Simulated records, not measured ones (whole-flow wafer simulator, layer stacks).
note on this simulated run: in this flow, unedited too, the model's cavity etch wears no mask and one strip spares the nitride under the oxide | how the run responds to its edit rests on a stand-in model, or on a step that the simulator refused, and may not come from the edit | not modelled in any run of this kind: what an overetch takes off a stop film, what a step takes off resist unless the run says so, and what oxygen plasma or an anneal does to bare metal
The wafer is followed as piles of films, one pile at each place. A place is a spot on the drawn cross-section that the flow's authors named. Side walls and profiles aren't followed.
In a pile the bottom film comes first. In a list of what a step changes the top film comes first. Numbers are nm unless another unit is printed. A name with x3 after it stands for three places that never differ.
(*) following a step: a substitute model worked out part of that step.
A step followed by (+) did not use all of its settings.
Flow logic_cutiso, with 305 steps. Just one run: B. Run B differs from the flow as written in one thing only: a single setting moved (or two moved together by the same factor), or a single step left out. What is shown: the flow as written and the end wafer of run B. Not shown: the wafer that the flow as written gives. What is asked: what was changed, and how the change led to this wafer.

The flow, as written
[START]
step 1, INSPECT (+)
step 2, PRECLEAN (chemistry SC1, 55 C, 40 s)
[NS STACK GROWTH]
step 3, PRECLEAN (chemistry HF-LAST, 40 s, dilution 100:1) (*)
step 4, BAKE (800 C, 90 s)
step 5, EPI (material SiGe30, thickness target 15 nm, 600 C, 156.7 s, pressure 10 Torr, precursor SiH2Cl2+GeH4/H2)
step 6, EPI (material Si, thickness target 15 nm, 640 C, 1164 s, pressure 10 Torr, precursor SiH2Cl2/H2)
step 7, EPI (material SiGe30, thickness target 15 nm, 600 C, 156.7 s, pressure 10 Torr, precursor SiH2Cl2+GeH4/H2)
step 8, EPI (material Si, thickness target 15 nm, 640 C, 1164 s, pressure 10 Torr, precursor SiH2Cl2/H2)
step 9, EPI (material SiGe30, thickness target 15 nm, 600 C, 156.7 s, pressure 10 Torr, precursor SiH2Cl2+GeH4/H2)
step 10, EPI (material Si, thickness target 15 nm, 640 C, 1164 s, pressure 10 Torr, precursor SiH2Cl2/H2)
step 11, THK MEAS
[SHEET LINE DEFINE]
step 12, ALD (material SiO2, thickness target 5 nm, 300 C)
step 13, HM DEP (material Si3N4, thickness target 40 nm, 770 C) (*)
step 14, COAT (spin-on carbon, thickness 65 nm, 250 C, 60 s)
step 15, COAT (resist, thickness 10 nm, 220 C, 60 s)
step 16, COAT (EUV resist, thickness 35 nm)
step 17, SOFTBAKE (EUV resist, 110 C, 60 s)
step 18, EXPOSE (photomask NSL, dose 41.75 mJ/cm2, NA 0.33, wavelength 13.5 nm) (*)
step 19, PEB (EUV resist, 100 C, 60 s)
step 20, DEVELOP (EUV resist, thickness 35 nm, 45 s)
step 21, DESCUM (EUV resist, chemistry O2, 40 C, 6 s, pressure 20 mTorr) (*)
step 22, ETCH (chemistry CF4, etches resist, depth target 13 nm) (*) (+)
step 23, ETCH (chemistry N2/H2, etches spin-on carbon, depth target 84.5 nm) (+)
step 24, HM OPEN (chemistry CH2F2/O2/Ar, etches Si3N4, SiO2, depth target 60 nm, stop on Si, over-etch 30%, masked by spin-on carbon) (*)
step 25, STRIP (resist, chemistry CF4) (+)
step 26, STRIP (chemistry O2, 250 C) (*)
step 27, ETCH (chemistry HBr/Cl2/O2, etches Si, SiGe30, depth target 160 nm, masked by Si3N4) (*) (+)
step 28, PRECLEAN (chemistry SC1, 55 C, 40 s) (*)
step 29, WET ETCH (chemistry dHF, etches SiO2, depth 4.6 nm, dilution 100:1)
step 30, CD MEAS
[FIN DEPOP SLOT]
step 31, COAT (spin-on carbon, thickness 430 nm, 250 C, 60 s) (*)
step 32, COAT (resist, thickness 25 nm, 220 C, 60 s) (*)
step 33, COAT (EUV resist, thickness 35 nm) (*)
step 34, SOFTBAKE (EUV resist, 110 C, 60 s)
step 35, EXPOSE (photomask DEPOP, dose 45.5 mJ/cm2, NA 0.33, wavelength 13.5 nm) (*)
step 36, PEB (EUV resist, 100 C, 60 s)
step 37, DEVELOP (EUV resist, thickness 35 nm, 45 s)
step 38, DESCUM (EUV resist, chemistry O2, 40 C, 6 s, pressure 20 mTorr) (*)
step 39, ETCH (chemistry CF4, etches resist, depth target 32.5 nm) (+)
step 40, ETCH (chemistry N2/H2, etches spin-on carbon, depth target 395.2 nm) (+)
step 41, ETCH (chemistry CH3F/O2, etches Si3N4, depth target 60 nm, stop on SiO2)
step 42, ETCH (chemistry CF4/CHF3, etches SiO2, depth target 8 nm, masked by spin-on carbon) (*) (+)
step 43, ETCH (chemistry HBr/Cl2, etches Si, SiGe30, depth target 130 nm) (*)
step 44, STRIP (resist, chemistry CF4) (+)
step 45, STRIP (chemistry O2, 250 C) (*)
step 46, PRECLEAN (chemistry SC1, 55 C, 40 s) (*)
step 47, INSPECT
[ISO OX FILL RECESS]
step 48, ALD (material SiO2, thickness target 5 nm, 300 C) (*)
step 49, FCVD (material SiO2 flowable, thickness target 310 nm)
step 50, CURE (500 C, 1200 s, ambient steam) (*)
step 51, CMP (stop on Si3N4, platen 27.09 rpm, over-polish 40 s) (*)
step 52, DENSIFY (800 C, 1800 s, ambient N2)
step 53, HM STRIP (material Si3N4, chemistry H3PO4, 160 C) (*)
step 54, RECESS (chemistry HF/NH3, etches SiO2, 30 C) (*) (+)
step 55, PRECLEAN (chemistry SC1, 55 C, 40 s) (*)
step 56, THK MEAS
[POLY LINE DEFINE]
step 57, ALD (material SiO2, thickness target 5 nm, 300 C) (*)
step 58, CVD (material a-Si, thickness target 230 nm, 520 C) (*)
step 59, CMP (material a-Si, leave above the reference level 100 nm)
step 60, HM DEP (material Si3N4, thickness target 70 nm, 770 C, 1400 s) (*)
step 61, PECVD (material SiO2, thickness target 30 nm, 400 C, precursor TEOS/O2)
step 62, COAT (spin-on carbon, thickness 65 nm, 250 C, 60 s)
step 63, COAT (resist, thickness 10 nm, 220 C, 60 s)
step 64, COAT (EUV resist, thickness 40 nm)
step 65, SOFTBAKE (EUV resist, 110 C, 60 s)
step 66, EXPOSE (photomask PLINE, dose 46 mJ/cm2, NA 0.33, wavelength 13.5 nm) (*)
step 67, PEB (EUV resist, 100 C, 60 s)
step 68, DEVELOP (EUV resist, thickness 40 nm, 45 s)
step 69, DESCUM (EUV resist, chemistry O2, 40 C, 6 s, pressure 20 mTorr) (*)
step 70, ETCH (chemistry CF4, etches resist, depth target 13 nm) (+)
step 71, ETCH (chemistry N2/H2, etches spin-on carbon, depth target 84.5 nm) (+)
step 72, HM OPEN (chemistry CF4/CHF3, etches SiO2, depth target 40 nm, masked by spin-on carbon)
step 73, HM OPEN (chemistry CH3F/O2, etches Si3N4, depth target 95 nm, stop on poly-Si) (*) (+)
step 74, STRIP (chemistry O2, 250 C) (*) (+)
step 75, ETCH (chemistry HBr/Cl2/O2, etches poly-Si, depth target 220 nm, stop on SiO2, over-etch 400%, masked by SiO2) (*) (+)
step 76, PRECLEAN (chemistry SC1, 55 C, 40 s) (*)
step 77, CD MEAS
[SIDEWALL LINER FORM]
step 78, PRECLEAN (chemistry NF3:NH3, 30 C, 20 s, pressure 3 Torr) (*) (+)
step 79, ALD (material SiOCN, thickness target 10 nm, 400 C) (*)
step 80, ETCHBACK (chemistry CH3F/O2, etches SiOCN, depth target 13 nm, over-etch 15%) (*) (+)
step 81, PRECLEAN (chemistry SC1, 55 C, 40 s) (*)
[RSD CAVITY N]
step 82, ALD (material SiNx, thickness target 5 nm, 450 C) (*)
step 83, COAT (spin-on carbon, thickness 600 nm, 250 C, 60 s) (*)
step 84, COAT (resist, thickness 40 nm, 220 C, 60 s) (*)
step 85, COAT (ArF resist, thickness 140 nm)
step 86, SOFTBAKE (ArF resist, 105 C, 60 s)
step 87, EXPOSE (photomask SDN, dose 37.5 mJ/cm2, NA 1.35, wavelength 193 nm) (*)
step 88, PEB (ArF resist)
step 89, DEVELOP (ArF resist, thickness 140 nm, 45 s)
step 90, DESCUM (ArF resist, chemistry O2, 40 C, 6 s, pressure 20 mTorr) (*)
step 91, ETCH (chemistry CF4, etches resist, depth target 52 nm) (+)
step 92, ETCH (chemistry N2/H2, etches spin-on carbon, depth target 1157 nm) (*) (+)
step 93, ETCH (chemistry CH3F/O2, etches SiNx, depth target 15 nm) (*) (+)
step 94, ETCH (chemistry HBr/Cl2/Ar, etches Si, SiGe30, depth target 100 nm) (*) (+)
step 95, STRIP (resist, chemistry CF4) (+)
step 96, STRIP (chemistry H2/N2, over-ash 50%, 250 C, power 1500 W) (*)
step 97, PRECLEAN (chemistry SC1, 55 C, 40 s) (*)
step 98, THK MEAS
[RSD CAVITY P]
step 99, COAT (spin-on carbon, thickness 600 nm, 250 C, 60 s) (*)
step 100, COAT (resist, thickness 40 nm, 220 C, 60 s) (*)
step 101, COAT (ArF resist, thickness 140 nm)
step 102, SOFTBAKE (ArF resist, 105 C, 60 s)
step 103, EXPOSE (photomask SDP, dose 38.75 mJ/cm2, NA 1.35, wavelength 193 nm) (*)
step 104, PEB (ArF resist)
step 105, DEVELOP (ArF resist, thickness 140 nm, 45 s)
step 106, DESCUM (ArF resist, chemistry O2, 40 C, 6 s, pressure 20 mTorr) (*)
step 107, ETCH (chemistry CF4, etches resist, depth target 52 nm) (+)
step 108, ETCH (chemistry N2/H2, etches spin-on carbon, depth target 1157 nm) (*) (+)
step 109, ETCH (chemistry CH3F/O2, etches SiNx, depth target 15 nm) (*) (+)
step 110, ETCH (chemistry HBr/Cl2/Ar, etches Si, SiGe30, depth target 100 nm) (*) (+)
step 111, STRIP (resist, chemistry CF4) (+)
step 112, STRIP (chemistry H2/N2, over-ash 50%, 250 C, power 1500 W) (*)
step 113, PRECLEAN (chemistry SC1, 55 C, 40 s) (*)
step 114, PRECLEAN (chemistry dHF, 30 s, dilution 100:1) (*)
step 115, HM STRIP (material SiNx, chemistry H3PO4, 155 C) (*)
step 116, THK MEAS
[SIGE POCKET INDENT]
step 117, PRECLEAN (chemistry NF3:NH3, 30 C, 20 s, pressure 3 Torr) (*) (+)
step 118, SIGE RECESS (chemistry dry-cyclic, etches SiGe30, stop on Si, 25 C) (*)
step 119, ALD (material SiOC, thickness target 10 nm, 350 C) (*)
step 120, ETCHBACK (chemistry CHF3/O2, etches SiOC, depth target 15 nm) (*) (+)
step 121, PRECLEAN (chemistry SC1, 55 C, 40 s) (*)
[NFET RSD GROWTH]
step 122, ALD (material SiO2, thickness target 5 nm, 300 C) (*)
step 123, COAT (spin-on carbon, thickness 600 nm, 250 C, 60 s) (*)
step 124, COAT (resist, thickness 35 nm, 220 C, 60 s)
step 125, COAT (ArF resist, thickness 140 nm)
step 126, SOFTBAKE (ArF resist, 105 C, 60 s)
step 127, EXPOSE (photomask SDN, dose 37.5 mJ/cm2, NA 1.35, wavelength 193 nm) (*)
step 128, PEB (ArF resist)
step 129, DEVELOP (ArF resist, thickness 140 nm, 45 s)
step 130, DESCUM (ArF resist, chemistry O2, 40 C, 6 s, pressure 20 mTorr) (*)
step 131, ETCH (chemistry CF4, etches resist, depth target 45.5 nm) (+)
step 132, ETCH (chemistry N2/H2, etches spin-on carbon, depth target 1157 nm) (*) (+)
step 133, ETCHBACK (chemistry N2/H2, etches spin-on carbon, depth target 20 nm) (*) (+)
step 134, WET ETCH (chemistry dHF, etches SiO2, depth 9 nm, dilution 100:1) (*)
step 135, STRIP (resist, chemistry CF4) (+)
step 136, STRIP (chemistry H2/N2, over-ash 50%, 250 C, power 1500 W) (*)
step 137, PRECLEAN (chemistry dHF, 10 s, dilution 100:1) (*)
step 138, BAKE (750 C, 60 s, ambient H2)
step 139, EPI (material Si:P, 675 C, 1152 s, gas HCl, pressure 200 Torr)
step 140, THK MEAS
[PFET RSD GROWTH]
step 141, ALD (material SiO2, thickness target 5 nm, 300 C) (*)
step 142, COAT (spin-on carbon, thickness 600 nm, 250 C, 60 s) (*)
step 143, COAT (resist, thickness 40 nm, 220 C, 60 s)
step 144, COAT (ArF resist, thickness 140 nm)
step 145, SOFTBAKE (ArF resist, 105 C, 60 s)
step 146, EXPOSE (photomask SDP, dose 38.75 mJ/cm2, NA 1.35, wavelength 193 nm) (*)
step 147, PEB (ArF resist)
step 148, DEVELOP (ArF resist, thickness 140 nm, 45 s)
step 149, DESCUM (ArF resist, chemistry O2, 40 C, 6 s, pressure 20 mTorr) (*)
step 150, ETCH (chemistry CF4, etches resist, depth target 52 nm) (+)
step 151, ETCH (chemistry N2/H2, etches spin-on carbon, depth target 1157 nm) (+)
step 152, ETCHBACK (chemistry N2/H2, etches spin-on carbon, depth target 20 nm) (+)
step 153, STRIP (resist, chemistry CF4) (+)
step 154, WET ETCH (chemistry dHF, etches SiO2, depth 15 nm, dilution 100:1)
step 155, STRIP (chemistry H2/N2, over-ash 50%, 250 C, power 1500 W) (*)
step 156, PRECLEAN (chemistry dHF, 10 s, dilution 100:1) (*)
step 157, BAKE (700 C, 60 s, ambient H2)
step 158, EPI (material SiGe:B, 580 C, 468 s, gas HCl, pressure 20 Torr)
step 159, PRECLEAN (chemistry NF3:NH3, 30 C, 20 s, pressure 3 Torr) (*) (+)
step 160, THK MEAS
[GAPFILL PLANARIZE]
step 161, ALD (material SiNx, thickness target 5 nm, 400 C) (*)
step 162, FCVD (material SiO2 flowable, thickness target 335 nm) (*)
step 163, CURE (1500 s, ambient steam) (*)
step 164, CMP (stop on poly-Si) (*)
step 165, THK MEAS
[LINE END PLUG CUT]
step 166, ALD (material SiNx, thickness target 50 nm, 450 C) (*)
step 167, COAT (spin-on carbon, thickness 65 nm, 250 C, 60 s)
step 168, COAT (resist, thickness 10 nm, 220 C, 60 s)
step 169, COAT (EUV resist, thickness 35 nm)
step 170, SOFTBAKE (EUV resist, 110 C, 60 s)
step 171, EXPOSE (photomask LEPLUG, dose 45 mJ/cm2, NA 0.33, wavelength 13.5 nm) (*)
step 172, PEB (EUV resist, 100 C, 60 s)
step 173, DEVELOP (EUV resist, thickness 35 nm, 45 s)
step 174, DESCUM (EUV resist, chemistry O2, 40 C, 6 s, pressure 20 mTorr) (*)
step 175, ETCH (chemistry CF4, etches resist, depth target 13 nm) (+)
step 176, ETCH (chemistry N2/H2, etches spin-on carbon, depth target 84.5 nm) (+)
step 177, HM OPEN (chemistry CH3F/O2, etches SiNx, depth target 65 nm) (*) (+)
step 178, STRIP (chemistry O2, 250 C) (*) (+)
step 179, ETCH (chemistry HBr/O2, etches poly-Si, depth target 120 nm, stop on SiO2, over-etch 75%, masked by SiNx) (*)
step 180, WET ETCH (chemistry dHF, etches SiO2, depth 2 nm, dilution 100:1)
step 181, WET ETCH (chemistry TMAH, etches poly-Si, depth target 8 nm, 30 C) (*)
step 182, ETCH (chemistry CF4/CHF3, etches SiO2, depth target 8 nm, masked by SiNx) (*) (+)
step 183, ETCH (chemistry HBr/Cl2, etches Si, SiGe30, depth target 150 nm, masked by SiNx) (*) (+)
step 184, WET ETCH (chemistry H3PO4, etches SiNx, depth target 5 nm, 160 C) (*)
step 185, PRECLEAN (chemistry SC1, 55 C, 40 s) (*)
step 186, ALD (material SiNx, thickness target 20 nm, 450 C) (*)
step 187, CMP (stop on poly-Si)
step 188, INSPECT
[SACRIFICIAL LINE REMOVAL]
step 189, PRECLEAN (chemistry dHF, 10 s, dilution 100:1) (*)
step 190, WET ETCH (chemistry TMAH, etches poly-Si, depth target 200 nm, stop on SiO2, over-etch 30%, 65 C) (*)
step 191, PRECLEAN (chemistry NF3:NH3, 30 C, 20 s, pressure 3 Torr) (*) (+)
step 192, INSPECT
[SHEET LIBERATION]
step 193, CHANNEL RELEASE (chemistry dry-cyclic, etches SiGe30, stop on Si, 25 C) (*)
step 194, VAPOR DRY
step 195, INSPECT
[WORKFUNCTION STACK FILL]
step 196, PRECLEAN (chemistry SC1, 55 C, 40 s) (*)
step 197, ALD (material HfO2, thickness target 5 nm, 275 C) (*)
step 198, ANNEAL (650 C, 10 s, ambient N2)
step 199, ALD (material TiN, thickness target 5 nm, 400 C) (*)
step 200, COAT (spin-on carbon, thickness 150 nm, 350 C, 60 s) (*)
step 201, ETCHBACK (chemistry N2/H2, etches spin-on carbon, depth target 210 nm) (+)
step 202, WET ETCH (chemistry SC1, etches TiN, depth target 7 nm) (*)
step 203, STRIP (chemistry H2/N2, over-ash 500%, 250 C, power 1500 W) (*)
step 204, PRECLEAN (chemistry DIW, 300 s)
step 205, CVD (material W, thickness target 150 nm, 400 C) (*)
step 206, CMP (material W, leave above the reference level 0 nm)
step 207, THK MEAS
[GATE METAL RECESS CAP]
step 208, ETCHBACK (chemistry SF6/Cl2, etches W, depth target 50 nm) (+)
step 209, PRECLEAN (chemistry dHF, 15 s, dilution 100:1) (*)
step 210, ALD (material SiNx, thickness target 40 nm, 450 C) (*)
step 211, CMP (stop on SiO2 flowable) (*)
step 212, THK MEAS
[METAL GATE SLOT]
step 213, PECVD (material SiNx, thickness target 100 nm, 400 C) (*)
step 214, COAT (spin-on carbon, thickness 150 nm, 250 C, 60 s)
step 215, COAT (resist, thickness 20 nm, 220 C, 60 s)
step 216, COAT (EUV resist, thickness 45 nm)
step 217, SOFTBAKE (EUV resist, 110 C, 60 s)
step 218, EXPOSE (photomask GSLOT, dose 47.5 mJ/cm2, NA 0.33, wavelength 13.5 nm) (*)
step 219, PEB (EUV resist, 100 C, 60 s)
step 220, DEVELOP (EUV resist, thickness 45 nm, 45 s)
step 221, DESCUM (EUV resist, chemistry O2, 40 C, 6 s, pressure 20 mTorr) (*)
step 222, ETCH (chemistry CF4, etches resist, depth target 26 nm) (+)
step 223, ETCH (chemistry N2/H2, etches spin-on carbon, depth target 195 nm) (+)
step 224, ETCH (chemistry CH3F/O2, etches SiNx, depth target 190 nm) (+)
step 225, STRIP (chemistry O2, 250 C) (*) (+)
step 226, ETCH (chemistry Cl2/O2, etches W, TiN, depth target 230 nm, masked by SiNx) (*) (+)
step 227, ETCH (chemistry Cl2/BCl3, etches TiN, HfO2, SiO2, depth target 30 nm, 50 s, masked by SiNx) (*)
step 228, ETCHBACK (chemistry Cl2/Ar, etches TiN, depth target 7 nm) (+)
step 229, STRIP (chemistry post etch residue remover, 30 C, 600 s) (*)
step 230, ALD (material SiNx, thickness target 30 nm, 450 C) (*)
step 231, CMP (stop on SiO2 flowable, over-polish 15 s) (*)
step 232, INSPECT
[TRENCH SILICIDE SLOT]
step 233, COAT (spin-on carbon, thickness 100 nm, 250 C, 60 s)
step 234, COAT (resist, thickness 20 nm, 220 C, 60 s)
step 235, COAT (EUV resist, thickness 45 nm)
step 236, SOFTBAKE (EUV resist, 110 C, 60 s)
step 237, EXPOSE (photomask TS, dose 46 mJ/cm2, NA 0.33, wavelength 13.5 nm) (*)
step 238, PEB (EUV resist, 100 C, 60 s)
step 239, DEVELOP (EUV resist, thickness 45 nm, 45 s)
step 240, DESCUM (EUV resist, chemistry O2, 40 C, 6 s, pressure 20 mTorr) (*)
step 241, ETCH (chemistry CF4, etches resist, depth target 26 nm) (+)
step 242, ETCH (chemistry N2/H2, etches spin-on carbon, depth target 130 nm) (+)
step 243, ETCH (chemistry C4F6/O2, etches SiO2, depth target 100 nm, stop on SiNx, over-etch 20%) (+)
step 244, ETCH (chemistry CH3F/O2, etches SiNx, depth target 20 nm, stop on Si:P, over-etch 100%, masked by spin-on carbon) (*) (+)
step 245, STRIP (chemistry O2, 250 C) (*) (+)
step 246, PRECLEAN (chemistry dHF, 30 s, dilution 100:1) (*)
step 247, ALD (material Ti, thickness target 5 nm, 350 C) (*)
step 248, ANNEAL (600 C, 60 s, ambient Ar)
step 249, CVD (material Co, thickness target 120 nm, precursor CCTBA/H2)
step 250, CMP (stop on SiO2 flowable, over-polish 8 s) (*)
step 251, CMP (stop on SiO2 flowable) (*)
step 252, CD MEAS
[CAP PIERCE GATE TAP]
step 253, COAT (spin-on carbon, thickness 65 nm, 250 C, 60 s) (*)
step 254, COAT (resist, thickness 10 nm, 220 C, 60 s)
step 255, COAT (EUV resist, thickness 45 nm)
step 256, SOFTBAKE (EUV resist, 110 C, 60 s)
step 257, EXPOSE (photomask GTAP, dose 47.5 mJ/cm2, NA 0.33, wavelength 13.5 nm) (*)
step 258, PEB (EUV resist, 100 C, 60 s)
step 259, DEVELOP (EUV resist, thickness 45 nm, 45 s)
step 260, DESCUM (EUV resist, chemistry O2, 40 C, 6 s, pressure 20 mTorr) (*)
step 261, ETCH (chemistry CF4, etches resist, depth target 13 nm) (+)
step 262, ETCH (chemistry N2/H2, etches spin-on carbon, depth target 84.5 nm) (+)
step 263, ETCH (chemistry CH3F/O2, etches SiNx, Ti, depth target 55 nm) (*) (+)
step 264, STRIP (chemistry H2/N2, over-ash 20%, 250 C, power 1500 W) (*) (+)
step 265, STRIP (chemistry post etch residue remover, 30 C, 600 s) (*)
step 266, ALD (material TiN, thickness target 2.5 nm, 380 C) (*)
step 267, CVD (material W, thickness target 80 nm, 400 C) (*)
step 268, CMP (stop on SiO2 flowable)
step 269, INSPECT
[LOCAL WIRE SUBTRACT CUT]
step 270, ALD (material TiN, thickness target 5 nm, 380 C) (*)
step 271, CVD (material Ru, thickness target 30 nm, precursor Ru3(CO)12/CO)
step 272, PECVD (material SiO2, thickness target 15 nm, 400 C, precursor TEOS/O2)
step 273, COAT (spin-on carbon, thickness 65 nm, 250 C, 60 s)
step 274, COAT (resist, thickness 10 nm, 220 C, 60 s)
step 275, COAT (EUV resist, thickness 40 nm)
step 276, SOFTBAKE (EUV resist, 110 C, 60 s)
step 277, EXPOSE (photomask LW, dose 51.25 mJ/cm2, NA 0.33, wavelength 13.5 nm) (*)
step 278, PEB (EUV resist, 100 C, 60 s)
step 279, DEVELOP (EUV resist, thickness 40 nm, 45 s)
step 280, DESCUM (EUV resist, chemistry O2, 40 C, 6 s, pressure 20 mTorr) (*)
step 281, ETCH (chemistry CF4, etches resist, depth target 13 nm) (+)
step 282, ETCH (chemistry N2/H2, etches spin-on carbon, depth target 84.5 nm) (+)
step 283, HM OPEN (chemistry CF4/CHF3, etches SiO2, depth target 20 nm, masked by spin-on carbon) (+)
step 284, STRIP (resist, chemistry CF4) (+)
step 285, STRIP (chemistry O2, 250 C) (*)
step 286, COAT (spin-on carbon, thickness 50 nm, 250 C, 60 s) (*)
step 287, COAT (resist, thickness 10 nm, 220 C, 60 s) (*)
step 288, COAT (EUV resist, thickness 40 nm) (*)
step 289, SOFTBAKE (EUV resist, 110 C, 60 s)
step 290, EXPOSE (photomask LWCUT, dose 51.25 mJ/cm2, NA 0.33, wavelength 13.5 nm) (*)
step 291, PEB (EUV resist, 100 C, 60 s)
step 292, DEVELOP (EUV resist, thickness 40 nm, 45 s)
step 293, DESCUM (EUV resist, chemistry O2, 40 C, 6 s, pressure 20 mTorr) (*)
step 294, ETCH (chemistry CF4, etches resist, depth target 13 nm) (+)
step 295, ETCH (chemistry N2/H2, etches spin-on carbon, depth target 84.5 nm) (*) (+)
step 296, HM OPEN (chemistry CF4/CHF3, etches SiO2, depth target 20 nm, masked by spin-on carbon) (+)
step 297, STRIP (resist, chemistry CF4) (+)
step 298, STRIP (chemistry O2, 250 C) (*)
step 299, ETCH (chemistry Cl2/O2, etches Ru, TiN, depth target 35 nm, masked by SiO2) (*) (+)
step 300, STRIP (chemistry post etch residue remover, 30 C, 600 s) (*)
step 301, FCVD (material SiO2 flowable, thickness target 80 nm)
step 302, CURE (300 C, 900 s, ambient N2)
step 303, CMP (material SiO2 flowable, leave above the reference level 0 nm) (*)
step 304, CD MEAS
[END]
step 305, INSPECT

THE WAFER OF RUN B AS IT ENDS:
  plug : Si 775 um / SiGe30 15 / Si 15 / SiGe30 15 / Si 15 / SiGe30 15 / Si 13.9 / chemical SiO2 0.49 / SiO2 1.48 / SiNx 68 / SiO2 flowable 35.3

Cause: step 179, ETCH: chemistry HBr/O2, etches poly-Si, depth target 120 nm, stop on SiO2, over-etch 75%, masked by SiNx (*), was omitted.

The path from the change to this, step by step:
  step 180, WET ETCH (chemistry dHF, etches SiO2, depth 2 nm, dilution 100:1)
      plug: -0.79 chemical SiO2 (all of it) (in the flow as written it would be: -2 SiO2)
  step 181, WET ETCH (chemistry TMAH, etches poly-Si, depth target 8 nm, 30 C) (*)
      plug: -8 poly-Si (in the flow as written it would be: nothing)
  step 182, ETCH (chemistry CF4/CHF3, etches SiO2, depth target 8 nm, masked by SiNx) (*) (+)
      depop, dpovl, gfld and 18 more: nothing (in the flow as written it would be: -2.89 SiNx)
      plug: nothing (in the flow as written it would be: -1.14 SiO2 (all of it), -0.49 chemical SiO2 (all of it), -0.33 Si)
  step 183, ETCH (chemistry HBr/Cl2, etches Si, SiGe30, depth target 150 nm, masked by SiNx) (*) (+)
      plug: -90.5 poly-Si (all of it), -3.48 SiO2 (in the flow as written it would be: -13.6 Si (all of it), -15 SiGe30 (all of it), -15 Si (all of it), -15 SiGe30 (all of it), -15 Si (all of it), -15 SiGe30 (all of it), -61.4 Si)
      depop, dpovl, gfld and 18 more: -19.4 SiNx (in the flow as written it would be: -21.4 SiNx)
  step 186, ALD (material SiNx, thickness target 20 nm, 450 C) (*)
      plug: +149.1 SiNx (new film) (in the flow as written it would be: +284.2 SiNx (new film))
  step 187, CMP (stop on poly-Si)
      depop, dpovl, gfld and 18 more: -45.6 SiNx (all of it) (in the flow as written it would be: -28.6 SiNx (all of it))
      plug: -45.6 SiNx (in the flow as written it would be: -28.6 SiNx)
